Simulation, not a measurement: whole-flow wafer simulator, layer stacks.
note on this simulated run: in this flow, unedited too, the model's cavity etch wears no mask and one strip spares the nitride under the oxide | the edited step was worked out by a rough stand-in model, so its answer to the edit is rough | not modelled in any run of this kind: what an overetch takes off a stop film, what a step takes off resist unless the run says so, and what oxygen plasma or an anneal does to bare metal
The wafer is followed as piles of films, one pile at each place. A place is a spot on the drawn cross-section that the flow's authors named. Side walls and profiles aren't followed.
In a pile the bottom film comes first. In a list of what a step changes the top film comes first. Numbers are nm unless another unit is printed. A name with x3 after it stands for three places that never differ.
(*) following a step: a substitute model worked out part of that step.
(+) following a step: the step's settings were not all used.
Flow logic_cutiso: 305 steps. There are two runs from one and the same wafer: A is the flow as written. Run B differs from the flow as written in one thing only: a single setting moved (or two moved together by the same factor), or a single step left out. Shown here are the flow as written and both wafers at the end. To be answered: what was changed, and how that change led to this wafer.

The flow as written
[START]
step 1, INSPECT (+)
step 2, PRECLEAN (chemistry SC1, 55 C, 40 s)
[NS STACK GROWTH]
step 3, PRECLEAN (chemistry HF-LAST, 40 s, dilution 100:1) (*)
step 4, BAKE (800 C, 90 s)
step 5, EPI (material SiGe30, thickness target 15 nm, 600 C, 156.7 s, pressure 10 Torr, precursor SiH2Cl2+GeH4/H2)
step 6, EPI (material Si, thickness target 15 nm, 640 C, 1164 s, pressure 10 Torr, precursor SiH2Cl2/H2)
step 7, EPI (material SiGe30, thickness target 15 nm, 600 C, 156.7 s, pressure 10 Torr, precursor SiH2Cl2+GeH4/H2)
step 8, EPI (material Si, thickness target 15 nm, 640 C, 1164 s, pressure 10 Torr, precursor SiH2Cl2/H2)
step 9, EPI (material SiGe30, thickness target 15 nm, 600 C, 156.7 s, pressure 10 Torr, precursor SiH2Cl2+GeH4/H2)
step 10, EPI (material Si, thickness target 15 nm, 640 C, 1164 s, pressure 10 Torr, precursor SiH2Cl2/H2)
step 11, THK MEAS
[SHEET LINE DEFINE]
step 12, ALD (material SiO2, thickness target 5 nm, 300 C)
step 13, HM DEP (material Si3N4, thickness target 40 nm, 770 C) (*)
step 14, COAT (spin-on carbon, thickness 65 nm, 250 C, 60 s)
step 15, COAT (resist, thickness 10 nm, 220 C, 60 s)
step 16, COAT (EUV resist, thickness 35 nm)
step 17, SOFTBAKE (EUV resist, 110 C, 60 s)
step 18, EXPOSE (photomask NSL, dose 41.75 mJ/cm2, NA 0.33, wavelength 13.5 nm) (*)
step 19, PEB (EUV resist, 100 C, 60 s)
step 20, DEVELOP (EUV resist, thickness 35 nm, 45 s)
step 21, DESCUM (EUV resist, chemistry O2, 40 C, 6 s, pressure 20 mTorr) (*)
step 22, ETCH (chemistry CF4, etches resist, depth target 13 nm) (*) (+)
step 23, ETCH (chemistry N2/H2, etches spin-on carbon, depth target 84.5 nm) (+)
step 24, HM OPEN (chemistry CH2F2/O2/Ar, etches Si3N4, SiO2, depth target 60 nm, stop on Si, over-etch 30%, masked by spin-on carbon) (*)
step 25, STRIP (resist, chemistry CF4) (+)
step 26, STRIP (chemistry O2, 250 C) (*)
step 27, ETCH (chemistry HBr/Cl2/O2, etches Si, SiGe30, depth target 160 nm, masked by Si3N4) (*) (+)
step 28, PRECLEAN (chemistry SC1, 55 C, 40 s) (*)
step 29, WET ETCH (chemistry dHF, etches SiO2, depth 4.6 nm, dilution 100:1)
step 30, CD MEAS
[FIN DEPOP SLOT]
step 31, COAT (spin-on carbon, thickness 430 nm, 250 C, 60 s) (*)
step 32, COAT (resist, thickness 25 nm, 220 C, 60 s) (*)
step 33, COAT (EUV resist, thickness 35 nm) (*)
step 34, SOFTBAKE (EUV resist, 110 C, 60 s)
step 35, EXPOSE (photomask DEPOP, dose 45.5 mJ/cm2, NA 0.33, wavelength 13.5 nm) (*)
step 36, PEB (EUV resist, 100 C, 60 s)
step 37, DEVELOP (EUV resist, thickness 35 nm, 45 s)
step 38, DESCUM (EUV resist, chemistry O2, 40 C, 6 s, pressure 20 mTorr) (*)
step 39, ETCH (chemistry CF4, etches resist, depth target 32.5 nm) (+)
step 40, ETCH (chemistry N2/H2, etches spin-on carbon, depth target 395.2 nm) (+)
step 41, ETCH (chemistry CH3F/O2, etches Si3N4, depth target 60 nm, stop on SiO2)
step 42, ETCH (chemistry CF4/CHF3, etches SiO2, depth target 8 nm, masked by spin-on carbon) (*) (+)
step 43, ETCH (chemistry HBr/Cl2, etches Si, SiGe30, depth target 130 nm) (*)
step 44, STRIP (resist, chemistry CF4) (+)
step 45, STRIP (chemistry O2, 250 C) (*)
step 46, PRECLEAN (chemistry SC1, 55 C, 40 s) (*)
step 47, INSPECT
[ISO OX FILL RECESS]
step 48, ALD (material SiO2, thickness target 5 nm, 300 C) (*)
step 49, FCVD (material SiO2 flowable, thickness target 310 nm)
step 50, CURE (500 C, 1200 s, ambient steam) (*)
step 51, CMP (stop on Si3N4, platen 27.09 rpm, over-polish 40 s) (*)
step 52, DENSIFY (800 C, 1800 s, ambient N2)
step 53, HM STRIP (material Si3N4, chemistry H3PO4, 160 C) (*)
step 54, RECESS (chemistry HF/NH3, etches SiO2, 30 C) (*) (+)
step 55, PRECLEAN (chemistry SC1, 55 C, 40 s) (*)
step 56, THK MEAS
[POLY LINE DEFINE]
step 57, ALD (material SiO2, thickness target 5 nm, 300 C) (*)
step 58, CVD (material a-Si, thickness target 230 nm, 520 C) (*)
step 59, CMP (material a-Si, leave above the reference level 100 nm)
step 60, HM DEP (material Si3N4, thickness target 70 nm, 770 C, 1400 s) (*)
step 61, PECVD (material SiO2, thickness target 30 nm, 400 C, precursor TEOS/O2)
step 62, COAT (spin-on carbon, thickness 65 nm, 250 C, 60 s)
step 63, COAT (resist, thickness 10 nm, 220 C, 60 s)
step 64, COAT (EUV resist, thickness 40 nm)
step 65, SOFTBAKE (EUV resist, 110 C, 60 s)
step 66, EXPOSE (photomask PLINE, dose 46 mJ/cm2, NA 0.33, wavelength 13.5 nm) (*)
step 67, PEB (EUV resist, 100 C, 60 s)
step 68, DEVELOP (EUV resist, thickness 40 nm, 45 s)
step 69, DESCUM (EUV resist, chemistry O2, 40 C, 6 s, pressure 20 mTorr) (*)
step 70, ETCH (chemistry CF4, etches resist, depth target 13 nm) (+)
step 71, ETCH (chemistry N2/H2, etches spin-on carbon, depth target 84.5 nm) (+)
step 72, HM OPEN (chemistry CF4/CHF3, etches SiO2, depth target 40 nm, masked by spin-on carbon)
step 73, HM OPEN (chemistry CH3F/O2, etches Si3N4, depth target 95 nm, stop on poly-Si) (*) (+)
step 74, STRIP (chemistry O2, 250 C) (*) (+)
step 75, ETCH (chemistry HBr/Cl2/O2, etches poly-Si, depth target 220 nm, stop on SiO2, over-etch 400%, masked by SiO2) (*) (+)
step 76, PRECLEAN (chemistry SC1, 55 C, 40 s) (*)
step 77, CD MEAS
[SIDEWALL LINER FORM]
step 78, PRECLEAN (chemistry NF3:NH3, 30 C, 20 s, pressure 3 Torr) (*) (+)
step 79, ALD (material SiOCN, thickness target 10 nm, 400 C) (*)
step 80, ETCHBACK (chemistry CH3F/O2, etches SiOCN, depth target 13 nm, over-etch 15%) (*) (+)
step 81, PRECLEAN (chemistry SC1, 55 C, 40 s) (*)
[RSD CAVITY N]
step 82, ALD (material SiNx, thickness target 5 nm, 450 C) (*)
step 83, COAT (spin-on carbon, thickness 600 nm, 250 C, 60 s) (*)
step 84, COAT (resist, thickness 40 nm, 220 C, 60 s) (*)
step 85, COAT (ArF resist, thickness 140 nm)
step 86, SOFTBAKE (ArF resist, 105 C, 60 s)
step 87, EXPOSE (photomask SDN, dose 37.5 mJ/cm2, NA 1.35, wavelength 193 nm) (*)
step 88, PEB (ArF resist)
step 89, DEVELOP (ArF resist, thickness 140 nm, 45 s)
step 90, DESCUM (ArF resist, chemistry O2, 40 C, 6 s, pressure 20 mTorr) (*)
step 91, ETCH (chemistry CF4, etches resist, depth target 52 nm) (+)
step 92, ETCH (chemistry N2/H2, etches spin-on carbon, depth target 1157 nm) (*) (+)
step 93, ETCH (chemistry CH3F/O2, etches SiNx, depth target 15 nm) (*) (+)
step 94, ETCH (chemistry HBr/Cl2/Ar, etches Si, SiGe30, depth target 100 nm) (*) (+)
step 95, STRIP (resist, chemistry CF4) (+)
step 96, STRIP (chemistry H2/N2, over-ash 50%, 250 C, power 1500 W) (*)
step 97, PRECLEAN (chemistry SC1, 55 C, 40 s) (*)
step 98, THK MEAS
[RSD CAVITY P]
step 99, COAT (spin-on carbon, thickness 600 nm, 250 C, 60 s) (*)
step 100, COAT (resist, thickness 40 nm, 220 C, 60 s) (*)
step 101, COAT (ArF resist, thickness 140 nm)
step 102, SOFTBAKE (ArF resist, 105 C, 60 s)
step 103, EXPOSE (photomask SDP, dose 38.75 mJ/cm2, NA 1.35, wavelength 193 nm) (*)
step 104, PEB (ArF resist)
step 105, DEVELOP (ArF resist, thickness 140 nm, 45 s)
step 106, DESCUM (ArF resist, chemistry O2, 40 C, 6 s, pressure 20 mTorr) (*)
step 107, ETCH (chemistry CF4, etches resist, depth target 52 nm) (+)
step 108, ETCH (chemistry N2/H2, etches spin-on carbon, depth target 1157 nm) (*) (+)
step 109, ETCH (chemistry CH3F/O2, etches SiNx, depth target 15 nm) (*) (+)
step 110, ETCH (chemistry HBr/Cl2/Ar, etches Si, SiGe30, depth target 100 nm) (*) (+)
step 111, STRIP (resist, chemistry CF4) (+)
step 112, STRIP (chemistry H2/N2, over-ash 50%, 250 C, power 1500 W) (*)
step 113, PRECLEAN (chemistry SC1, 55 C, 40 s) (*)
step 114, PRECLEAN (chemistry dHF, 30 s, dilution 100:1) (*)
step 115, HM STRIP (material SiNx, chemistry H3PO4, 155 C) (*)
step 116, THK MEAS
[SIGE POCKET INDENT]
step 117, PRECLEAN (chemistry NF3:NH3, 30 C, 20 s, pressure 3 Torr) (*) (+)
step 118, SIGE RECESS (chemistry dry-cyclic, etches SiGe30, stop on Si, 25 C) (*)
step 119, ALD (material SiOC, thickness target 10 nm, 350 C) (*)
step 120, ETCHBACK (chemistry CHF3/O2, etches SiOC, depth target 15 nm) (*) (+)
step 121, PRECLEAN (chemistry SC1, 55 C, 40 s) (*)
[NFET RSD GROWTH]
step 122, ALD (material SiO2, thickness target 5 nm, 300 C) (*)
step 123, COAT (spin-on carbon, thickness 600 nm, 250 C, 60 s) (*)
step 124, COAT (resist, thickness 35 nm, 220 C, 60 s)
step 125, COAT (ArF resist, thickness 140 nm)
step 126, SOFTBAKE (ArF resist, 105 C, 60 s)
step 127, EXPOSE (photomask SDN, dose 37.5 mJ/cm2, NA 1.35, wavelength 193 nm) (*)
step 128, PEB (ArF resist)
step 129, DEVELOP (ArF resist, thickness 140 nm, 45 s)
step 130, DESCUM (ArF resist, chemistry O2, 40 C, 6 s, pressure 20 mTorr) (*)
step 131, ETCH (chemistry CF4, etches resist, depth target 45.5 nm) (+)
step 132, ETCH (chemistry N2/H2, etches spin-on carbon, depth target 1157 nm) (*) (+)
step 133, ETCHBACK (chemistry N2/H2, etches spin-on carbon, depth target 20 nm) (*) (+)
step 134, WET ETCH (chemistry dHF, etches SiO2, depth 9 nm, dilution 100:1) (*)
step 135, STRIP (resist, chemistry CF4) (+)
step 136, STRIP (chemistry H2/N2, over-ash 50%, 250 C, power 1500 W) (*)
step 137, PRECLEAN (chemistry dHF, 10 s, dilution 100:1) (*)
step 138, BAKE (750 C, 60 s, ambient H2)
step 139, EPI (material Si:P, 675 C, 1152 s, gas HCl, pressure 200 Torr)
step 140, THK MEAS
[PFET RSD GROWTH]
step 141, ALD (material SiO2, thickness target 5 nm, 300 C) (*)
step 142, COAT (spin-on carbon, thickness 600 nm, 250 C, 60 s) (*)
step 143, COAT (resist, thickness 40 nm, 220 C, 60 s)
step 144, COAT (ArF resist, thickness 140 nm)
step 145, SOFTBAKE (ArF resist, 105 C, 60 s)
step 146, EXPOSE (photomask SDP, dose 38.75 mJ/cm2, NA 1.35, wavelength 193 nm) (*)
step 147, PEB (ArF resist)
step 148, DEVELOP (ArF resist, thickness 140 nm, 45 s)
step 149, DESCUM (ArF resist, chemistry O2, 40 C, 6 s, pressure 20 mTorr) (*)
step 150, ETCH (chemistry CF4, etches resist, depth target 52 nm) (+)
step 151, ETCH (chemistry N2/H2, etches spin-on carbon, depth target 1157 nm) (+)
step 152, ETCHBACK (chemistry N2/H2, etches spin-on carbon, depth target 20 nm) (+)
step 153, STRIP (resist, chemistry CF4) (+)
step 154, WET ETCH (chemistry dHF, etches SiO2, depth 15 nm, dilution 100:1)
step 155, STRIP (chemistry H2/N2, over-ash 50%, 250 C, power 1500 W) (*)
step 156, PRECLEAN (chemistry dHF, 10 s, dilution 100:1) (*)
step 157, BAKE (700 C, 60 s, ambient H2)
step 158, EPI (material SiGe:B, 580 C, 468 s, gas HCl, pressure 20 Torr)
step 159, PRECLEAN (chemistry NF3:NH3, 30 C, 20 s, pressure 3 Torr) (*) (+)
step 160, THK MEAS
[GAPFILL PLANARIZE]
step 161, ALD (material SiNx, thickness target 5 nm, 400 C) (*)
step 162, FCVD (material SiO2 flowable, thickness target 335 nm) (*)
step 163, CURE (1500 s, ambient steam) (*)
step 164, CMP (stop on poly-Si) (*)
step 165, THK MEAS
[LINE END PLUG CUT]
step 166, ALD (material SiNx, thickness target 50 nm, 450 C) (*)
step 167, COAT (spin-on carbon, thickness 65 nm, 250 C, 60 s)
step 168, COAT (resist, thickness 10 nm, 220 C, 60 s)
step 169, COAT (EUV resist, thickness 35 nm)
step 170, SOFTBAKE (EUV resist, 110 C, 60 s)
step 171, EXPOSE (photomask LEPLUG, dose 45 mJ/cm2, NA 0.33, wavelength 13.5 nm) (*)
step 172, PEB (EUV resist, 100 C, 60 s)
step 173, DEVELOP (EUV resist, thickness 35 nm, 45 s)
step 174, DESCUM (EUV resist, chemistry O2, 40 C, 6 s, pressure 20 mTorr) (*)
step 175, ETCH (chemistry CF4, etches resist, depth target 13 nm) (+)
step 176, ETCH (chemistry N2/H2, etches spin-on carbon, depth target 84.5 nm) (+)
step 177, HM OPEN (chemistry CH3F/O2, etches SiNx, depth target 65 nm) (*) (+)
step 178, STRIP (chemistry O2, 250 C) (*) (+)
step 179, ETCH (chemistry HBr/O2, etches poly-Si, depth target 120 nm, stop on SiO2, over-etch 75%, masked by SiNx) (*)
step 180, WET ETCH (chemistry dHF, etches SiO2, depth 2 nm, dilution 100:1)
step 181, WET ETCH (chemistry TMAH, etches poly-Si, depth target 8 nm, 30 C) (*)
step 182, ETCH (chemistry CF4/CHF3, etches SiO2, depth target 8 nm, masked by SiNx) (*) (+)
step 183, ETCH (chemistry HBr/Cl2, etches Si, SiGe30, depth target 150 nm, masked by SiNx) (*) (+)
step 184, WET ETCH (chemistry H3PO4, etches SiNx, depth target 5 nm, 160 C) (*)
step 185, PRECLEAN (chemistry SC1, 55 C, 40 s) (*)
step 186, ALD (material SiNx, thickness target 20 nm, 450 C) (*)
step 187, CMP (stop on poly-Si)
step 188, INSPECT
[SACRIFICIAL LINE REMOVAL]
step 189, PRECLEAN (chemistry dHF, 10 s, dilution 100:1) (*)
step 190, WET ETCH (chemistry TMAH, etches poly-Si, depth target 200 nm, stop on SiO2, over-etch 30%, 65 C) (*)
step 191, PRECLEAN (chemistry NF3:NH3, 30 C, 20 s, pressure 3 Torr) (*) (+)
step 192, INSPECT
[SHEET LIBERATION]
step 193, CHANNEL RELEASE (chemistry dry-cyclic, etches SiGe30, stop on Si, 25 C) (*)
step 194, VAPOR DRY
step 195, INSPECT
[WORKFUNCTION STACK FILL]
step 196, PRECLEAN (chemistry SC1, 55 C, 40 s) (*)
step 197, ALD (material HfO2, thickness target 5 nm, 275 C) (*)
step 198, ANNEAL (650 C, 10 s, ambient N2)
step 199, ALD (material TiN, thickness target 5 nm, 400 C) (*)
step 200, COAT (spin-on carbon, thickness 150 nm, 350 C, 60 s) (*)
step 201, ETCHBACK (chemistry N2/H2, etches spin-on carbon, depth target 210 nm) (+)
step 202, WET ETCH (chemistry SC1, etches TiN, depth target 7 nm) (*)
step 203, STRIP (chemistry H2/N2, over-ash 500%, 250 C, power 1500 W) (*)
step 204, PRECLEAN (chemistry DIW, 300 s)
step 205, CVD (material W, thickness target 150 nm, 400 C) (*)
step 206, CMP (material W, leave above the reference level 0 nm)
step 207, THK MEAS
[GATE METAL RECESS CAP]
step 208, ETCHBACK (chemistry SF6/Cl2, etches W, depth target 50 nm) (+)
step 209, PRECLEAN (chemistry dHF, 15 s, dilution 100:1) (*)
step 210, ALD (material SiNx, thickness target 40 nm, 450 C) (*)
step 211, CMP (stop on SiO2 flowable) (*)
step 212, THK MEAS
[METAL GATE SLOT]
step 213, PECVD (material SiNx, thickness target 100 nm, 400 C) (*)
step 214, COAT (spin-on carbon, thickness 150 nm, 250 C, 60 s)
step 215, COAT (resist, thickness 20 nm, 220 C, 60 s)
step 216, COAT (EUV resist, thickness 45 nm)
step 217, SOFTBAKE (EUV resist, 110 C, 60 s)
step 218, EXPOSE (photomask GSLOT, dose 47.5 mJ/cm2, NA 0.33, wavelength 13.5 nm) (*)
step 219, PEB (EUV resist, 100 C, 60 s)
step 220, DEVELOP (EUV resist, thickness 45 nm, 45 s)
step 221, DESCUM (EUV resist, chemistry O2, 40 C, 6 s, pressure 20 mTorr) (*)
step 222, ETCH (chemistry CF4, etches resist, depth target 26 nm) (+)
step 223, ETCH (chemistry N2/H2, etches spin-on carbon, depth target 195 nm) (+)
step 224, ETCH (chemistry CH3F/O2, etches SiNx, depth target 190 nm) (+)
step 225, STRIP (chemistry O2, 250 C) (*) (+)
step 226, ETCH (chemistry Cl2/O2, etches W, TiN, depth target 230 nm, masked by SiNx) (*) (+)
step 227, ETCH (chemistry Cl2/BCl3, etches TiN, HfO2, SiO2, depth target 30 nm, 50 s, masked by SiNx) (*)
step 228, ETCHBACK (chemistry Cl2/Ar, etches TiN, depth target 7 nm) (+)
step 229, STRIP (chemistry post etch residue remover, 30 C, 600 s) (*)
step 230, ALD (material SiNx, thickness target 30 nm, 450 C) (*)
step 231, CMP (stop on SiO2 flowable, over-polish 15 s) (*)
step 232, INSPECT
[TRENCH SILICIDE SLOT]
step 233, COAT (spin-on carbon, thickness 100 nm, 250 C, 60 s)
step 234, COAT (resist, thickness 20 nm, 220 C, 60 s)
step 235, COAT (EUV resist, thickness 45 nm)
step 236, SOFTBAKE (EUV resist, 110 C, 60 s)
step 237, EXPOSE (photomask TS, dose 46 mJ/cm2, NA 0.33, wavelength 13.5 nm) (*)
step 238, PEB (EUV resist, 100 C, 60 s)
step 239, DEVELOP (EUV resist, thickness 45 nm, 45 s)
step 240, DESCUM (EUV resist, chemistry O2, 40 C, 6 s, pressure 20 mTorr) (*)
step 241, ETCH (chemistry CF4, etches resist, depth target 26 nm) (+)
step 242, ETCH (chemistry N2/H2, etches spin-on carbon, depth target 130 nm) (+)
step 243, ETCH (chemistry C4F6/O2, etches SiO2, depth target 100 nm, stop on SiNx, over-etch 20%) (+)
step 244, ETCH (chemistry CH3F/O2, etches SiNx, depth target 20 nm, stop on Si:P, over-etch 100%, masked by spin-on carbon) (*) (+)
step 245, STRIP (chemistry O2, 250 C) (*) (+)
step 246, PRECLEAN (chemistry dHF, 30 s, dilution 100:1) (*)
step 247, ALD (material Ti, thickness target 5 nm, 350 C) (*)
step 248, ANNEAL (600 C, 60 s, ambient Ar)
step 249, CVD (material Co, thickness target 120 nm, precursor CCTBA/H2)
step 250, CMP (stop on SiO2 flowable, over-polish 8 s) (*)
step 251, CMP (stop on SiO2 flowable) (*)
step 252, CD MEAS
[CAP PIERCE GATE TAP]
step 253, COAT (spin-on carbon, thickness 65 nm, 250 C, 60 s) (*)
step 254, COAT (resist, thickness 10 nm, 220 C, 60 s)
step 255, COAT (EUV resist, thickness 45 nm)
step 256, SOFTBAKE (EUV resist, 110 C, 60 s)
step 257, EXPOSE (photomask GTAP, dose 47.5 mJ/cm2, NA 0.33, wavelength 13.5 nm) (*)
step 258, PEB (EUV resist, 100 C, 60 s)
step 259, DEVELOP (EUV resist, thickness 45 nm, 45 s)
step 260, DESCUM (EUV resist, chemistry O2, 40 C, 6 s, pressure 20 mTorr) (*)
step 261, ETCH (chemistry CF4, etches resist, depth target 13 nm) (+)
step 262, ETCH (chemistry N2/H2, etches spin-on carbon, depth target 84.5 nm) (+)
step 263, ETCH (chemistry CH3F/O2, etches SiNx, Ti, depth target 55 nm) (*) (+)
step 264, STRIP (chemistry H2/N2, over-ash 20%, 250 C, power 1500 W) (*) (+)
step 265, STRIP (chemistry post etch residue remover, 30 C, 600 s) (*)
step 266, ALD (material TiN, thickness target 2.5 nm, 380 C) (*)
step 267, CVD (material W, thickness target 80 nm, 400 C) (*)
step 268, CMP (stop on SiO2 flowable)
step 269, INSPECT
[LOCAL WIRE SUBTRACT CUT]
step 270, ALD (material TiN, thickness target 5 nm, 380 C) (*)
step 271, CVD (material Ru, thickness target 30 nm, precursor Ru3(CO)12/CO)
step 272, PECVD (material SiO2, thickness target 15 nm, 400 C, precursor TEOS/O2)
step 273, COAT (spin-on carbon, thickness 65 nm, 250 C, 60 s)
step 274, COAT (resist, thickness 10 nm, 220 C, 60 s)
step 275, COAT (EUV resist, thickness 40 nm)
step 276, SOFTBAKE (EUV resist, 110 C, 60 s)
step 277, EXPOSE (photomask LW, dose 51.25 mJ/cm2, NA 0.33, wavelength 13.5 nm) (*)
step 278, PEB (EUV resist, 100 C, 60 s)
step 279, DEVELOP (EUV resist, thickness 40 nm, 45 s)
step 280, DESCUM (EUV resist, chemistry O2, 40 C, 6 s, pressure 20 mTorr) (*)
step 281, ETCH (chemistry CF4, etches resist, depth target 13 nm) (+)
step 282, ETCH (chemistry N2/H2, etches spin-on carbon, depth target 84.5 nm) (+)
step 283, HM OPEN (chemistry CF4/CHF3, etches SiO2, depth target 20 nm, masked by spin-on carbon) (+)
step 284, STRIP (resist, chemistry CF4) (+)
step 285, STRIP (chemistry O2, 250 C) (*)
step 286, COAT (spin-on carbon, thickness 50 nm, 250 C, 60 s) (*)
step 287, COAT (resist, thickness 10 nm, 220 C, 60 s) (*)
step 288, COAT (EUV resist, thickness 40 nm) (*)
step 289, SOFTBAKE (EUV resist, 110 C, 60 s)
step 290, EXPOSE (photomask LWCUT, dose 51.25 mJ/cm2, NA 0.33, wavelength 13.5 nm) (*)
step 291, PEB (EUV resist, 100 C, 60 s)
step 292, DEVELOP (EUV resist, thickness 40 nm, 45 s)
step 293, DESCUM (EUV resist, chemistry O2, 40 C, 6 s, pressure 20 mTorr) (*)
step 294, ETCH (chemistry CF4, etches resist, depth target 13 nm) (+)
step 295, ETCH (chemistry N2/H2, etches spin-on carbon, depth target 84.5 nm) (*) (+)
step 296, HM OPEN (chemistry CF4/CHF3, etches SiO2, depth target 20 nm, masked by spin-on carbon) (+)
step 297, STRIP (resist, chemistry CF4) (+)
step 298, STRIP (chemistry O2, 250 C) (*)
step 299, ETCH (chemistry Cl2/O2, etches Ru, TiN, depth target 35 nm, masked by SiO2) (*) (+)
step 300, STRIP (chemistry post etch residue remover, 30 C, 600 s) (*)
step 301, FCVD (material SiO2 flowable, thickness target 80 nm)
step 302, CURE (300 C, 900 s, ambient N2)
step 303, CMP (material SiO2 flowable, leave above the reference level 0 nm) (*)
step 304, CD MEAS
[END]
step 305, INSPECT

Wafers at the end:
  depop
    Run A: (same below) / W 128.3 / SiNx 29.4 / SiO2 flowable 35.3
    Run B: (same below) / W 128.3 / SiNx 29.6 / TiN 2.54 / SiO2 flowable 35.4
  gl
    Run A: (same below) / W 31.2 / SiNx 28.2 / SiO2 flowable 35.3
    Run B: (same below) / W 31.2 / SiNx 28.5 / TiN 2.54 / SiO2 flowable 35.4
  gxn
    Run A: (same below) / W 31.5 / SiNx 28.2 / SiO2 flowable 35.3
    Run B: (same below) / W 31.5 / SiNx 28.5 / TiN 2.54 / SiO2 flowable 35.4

Cause: step 270, ALD: thickness target 7.9 nm was run, whereas the flow has thickness target 5 nm.

The path from the change to this, step by step:
  step 270, ALD (material TiN, thickness target 5 nm, 380 C) (*)
      depop, dpovl, gfld and 19 more: A TiN gains 5 (new film) | B TiN gains 7.9 (new film)
  step 299, ETCH (chemistry Cl2/O2, etches Ru, TiN, depth target 35 nm, masked by SiO2) (*) (+)
      depop, dpovl, gfld and 14 more: A Ru loses 29.6 (all of it), TiN loses 5 (all of it) | B Ru loses 29.6 (all of it), TiN loses 5.36
      rsdw: A Ru loses 29.6 (all of it), TiN loses 5 (all of it) | B Ru loses 29.6 (all of it), TiN loses 5.35
  step 301, FCVD (material SiO2 flowable, thickness target 80 nm)
      iso, rsdx: A SiO2 flowable gains 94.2 | B SiO2 flowable gains 94.3 (new film)
With metal films that touch counted as one body, depop has 2 bodies (between them, from the top down: SiNx 29.6); the flow as written gives 1 body.
With metal films that touch counted as one body, gl has 5 bodies (between them, from the top down: SiNx 28.5; HfO2 5 / chemical SiO2 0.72 / Si 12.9 / chemical SiO2 0.8 / HfO2 5; HfO2 5 / chemical SiO2 0.8 / Si 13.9 / chemical SiO2 0.8 / HfO2 5; HfO2 5 / chemical SiO2 0.8 / Si 13.9 / chemical SiO2 0.8 / HfO2 5); the flow as written gives 4 bodies (between them, from the top down: HfO2 5 / chemical SiO2 0.72 / Si 12.9 / chemical SiO2 0.8 / HfO2 5; HfO2 5 / chemical SiO2 0.8 / Si 13.9 / chemical SiO2 0.8 / HfO2 5; HfO2 5 / chemical SiO2 0.8 / Si 13.9 / chemical SiO2 0.8 / HfO2 5).
With metal films that touch counted as one body, gxn has 5 bodies (between them, from the top down: SiNx 28.5; HfO2 5 / chemical SiO2 0.72 / Si 12.9 / chemical SiO2 0.8 / HfO2 5; HfO2 5 / chemical SiO2 0.8 / Si 13.9 / chemical SiO2 0.8 / HfO2 5; HfO2 5 / chemical SiO2 0.8 / Si 13.9 / chemical SiO2 0.8 / HfO2 5); the flow as written gives 4 bodies (between them, from the top down: HfO2 5 / chemical SiO2 0.72 / Si 12.9 / chemical SiO2 0.8 / HfO2 5; HfO2 5 / chemical SiO2 0.8 / Si 13.9 / chemical SiO2 0.8 / HfO2 5; HfO2 5 / chemical SiO2 0.8 / Si 13.9 / chemical SiO2 0.8 / HfO2 5).
